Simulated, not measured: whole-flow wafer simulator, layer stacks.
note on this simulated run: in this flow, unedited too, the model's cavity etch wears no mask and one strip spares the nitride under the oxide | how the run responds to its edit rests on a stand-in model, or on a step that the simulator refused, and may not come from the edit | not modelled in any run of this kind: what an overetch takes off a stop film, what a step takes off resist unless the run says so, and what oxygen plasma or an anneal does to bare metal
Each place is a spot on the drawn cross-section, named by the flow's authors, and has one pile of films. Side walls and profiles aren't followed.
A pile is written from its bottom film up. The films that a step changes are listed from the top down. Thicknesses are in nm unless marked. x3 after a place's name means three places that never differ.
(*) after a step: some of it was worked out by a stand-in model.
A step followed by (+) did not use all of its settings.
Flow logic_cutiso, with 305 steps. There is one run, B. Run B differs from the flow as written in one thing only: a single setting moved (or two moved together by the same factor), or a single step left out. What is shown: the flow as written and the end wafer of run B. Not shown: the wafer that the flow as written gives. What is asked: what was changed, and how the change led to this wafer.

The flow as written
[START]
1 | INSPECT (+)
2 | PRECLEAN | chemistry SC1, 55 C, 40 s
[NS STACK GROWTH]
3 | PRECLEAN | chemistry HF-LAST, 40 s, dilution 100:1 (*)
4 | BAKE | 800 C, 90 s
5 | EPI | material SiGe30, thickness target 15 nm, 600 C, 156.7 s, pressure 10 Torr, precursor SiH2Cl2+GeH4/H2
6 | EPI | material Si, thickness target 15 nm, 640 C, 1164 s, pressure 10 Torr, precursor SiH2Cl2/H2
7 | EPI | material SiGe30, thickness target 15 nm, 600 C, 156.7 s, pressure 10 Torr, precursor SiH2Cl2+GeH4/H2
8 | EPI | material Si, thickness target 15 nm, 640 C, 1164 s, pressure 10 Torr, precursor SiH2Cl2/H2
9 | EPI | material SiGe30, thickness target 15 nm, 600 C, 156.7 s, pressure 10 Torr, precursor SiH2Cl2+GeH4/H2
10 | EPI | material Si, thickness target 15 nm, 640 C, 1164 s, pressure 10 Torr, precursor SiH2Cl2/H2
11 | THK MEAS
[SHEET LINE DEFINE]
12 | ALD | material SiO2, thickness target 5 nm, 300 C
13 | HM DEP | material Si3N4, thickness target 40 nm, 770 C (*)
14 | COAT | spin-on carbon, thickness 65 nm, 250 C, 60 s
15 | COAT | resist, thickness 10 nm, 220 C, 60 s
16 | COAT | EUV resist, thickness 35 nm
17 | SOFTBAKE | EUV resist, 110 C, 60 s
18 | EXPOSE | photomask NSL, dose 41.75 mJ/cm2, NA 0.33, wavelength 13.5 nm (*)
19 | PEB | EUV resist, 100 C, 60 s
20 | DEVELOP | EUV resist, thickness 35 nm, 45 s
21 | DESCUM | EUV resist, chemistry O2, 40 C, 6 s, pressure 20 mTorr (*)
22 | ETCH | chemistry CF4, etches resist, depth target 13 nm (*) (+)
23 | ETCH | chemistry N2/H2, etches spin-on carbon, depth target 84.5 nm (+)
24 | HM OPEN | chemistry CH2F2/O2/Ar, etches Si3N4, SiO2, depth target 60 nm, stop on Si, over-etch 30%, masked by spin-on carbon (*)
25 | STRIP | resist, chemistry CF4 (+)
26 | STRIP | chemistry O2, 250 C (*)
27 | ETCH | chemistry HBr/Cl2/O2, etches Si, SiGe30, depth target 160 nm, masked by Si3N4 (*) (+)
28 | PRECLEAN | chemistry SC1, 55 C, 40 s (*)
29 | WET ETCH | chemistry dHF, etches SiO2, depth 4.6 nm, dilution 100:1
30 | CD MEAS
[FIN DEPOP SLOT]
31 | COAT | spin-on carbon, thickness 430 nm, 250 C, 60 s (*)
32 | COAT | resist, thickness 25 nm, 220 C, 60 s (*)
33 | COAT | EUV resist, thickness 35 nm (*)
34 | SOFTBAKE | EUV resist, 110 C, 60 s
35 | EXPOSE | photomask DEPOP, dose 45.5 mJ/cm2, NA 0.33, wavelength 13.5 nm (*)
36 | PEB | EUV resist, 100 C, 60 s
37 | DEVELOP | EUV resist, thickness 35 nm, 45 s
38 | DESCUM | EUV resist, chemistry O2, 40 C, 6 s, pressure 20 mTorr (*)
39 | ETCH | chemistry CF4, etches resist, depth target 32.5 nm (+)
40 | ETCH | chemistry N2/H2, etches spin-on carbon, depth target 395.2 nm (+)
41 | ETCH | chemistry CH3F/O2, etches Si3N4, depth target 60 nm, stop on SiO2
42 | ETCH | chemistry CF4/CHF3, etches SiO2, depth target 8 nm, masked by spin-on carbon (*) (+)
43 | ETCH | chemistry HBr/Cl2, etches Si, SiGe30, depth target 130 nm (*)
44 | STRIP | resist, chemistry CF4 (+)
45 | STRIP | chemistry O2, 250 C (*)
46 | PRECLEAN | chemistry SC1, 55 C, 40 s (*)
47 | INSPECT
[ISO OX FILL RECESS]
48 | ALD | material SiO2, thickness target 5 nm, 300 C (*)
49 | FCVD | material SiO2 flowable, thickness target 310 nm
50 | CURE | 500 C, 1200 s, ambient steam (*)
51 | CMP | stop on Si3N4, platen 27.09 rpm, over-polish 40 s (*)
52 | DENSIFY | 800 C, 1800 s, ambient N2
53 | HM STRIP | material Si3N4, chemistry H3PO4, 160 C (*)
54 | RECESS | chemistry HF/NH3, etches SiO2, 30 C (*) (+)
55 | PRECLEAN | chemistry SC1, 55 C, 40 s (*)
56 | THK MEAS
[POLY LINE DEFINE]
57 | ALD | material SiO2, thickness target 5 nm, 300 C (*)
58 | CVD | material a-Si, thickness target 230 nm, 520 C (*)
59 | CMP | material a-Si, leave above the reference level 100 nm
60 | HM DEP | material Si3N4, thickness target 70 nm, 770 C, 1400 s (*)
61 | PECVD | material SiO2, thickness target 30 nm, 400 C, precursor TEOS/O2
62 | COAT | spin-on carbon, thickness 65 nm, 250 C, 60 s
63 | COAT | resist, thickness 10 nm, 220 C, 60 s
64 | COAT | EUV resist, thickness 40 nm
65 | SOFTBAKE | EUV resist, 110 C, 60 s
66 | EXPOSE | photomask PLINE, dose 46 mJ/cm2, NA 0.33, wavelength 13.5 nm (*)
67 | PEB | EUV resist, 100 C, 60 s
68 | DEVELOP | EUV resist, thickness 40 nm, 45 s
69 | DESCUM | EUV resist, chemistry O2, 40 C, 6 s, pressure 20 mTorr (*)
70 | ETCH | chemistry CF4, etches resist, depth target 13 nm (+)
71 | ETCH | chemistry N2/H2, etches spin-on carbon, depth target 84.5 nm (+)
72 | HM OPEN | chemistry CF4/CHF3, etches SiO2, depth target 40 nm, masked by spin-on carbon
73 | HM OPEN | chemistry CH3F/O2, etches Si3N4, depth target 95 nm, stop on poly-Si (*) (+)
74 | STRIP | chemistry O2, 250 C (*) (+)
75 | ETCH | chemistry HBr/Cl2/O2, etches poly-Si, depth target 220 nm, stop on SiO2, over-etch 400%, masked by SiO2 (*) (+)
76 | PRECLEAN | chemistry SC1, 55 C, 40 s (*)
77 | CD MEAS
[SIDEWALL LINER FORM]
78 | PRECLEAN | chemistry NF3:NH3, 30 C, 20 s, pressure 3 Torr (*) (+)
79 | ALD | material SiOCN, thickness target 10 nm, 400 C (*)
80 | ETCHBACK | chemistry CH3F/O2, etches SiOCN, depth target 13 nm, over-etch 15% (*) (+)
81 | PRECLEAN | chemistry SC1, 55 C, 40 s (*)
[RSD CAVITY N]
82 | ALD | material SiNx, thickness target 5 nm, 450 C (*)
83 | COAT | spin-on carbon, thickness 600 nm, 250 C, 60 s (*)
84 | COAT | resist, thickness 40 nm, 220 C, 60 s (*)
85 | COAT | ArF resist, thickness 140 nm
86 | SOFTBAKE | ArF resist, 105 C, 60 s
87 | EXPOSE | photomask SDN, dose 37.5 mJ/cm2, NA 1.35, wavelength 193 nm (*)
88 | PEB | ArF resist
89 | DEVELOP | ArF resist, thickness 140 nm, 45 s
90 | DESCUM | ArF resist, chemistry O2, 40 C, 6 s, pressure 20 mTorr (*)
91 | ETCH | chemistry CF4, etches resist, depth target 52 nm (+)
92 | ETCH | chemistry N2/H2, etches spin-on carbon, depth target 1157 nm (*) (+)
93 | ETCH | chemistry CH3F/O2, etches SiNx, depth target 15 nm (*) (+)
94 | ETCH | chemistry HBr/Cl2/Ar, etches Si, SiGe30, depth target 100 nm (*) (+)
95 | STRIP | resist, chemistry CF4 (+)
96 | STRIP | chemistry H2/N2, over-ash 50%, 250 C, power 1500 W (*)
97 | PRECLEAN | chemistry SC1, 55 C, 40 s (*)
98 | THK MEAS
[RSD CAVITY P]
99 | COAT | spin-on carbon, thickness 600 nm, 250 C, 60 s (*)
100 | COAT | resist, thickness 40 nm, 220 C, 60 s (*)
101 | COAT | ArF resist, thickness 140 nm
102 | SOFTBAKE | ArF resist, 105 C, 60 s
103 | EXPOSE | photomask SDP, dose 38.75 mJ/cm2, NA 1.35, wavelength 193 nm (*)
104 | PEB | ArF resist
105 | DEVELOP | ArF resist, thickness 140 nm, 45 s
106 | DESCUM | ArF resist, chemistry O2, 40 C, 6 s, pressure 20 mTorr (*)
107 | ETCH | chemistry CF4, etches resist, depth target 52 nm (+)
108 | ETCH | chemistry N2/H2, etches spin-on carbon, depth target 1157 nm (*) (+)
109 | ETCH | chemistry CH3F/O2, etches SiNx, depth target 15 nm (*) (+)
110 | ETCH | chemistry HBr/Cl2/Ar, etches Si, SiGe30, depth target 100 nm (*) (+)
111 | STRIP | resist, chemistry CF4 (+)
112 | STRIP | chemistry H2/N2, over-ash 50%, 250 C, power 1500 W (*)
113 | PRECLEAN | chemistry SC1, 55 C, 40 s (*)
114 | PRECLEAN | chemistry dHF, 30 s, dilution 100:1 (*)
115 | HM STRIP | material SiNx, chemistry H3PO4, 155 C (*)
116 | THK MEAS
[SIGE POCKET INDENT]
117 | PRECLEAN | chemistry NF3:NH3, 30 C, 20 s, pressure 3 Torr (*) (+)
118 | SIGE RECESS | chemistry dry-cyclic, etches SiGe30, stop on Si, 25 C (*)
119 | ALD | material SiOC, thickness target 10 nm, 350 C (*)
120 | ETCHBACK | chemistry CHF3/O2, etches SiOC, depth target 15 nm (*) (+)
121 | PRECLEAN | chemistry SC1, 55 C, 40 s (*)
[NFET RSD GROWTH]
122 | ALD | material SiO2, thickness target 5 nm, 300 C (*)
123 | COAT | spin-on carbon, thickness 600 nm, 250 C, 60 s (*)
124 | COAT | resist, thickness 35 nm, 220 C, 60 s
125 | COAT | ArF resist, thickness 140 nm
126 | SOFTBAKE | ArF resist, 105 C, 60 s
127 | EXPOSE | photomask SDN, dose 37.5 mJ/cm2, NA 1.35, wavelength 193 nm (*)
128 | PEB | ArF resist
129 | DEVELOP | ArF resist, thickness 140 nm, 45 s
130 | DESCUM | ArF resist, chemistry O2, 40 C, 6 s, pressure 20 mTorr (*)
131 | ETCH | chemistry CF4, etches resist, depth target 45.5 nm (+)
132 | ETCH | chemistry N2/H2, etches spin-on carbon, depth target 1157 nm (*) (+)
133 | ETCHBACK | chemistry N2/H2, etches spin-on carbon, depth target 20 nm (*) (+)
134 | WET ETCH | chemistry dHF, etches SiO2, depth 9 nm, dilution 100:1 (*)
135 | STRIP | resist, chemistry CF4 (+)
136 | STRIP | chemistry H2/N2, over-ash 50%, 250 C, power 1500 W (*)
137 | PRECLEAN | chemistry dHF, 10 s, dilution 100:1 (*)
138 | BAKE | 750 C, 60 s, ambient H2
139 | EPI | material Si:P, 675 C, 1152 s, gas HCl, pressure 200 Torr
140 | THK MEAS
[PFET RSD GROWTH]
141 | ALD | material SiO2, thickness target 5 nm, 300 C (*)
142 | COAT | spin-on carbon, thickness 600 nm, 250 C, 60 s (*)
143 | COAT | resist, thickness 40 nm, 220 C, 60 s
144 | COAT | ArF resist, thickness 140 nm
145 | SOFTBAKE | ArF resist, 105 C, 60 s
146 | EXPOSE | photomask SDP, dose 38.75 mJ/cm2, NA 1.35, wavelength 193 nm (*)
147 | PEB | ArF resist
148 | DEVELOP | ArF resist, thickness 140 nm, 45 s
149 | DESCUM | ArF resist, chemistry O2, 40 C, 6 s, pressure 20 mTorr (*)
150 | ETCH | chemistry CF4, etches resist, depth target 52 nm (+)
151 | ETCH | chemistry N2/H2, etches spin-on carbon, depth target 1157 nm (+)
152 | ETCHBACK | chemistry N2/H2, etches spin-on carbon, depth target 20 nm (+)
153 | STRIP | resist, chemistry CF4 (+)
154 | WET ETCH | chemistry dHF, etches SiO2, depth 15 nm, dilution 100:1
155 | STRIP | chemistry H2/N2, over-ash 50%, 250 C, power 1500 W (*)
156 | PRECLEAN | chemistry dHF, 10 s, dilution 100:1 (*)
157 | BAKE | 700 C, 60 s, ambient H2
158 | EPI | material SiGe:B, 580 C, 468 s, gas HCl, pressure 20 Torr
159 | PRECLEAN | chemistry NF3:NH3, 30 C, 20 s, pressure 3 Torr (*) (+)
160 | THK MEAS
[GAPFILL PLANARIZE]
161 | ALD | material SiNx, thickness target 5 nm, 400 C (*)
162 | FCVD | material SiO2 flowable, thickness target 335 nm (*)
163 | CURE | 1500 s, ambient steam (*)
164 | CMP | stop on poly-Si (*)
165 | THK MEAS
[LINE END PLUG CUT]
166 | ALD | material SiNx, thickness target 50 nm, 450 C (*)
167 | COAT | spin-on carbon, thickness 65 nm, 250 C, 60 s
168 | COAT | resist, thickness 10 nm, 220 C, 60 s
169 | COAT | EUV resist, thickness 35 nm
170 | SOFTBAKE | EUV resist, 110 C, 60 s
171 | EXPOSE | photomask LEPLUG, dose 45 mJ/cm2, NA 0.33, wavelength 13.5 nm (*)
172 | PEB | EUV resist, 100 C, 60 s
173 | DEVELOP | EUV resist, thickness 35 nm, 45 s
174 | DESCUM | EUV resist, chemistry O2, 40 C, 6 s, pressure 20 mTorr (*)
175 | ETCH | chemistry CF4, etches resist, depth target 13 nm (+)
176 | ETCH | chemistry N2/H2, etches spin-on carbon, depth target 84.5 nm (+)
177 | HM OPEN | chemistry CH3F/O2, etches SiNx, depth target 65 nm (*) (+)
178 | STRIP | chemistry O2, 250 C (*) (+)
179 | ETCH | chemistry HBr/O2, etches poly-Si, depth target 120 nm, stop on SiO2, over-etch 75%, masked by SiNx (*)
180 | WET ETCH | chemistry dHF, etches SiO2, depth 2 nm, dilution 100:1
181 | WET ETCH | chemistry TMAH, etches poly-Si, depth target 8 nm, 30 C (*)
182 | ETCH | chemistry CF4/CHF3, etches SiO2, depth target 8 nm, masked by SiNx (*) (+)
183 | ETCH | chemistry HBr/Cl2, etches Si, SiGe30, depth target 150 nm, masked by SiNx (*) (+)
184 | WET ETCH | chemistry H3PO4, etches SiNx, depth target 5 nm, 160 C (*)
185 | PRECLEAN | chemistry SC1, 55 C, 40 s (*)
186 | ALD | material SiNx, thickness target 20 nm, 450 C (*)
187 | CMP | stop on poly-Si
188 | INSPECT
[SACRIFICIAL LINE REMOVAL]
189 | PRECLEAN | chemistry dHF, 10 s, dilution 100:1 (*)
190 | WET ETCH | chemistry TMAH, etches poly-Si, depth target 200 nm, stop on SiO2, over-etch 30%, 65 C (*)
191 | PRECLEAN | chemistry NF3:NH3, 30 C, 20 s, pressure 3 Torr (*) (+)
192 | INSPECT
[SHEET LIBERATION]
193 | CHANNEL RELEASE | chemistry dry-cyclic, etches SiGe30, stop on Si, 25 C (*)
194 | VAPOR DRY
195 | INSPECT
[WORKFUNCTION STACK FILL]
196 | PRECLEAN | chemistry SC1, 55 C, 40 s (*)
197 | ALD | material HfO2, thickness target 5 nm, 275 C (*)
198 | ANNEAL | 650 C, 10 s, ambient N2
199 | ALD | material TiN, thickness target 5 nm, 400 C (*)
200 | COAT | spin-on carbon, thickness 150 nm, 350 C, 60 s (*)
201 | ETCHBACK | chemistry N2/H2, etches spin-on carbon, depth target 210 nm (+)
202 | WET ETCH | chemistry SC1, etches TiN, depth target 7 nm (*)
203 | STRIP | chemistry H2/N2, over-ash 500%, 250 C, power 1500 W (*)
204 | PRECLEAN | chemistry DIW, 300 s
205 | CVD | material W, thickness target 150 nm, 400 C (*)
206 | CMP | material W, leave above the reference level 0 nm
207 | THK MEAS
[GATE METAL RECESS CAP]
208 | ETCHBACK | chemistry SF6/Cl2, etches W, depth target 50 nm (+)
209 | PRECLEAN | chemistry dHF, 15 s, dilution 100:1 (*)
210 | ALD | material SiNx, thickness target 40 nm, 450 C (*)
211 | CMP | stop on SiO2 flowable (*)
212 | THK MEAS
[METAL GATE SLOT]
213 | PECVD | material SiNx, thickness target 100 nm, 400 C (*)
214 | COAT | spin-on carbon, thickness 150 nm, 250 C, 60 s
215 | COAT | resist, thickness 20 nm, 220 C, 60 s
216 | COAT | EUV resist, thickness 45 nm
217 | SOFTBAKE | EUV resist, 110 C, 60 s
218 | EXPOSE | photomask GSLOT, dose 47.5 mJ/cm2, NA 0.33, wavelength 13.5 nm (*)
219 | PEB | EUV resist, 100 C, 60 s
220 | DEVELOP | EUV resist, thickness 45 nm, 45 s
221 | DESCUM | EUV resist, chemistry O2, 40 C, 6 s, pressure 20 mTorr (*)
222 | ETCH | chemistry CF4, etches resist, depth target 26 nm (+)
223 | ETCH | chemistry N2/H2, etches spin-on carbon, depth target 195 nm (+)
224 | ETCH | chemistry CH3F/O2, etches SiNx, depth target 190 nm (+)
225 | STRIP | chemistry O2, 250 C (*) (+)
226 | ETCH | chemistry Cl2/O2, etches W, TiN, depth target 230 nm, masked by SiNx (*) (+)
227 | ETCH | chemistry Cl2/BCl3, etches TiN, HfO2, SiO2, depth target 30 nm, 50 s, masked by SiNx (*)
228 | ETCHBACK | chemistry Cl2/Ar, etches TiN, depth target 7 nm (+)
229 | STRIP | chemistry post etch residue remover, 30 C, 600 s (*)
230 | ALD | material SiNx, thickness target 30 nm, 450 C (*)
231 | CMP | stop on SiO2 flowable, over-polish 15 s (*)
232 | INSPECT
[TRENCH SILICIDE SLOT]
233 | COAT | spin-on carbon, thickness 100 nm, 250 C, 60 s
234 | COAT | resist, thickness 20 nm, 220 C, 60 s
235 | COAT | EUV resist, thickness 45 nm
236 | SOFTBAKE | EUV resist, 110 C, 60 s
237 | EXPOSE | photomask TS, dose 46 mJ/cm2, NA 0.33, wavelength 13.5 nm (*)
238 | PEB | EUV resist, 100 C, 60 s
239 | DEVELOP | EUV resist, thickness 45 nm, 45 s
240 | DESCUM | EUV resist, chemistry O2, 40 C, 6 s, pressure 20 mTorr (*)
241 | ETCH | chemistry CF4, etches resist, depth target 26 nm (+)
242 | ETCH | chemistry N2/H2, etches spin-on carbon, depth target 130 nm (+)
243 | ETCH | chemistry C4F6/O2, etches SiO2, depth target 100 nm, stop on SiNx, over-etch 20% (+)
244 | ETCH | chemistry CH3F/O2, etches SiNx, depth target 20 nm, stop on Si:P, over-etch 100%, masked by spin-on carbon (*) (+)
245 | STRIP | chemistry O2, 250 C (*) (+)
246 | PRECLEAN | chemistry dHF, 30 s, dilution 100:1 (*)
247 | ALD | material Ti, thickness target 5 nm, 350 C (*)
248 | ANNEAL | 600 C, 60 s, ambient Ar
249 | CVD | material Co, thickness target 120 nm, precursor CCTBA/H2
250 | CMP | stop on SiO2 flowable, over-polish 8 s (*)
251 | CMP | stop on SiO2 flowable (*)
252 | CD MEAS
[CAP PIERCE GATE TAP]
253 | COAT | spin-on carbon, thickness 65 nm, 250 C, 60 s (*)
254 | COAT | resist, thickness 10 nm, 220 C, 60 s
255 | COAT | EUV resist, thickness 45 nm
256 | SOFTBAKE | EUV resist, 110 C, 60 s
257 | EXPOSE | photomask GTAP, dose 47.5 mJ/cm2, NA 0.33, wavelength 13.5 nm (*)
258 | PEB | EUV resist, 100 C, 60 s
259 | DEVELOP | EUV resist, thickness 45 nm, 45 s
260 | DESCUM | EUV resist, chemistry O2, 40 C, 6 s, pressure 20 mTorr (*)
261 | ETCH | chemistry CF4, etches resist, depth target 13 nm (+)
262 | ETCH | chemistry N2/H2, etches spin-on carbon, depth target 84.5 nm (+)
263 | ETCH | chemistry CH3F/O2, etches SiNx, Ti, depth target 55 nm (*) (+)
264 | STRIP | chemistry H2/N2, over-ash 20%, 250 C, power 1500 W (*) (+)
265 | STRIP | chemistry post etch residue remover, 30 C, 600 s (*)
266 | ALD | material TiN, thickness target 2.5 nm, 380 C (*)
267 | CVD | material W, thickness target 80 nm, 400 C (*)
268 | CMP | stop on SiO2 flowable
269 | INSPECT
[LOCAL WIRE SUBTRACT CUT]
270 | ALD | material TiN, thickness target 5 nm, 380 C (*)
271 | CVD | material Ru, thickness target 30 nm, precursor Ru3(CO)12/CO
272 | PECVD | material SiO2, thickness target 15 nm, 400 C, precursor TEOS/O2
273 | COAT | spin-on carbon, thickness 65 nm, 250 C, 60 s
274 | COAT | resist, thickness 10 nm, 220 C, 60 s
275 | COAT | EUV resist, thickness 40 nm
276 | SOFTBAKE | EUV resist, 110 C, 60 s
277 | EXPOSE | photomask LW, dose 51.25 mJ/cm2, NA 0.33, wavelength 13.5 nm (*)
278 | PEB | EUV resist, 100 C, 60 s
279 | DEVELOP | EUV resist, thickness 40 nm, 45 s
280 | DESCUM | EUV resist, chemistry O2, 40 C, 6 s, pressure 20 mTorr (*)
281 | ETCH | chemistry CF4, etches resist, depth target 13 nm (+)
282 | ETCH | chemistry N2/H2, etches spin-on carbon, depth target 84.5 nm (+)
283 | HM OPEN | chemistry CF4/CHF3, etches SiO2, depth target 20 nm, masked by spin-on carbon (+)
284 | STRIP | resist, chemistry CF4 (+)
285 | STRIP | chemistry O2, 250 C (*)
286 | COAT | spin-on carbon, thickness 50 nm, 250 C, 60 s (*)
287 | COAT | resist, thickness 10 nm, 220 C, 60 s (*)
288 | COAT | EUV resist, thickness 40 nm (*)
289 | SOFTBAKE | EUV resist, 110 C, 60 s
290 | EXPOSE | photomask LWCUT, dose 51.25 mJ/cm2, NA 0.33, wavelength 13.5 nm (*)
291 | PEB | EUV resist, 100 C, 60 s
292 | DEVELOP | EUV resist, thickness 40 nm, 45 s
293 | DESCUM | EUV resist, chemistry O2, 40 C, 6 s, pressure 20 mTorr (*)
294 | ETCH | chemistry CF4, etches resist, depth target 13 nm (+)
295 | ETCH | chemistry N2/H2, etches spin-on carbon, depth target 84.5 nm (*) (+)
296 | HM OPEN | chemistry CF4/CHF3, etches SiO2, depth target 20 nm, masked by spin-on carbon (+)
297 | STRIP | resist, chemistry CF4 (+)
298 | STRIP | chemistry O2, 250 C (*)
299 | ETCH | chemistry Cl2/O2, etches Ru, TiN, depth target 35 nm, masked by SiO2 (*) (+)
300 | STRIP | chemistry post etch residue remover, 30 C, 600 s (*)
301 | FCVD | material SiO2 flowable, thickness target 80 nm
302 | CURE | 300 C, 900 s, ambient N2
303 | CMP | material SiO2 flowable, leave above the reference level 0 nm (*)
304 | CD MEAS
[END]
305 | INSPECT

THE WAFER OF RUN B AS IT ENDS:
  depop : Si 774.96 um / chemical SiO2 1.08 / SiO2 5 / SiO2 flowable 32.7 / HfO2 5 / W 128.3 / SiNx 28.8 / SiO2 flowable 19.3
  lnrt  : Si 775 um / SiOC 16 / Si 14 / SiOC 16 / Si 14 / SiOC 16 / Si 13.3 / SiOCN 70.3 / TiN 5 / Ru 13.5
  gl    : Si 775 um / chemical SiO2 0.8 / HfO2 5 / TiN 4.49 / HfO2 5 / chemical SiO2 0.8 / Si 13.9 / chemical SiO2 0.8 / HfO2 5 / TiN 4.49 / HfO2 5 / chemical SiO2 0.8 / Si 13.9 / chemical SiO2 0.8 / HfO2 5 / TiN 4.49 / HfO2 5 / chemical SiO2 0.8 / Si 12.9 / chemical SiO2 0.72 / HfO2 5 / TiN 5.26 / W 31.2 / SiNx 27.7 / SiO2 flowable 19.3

Cause: step 271, CVD: thickness target 13.5 nm was run, whereas the flow has thickness target 30 nm.
The wafer itself shows it: lnrt has Ru 13.5, and step 271 as written asks for 30 nm.

How this came from the change, step by step:
  271 | CVD | material Ru, thickness target 30 nm, precursor Ru3(CO)12/CO
      depop, dpovl, gfld and 19 more: +13.5 Ru (new film) (as written it would have been: +30 Ru (new film))
  299 | ETCH | chemistry Cl2/O2, etches Ru, TiN, depth target 35 nm, masked by SiO2 (*) (+)
      depop, dpovl, gfld and 9 more: -13.1 Ru (all of it), -5 TiN (all of it), -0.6 SiNx (as written it would have been: -29.6 Ru (all of it), -5 TiN (all of it))
      iso, rsdx: -13.1 Ru (all of it), -5 TiN (all of it), -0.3 SiO2 flowable (as written it would have been: -29.6 Ru (all of it), -5 TiN (all of it))
      (also at 4 further places)
  301 | FCVD | material SiO2 flowable, thickness target 80 nm
      gfld, gl, glp, gxf, gxn, gxp, plug: +90 SiO2 flowable (new film) (as written it would have been: +94.4 SiO2 flowable (new film))
      lnrt, rsdn, rsdp, tap: +56.6 SiO2 flowable (new film) (as written it would have been: +45.3 SiO2 flowable (new film))
      (also at 6 further places)
  303 | CMP | material SiO2 flowable, leave above the reference level 0 nm (*)
      gfld, gl, glp and 10 more: -70.7 SiO2 flowable (as written it would have been: -59.2 SiO2 flowable)
      depop, dpovl, isow, ns, nsgap: -60.6 SiO2 flowable (as written it would have been: -44.7 SiO2 flowable)
      (also at 4 further places)
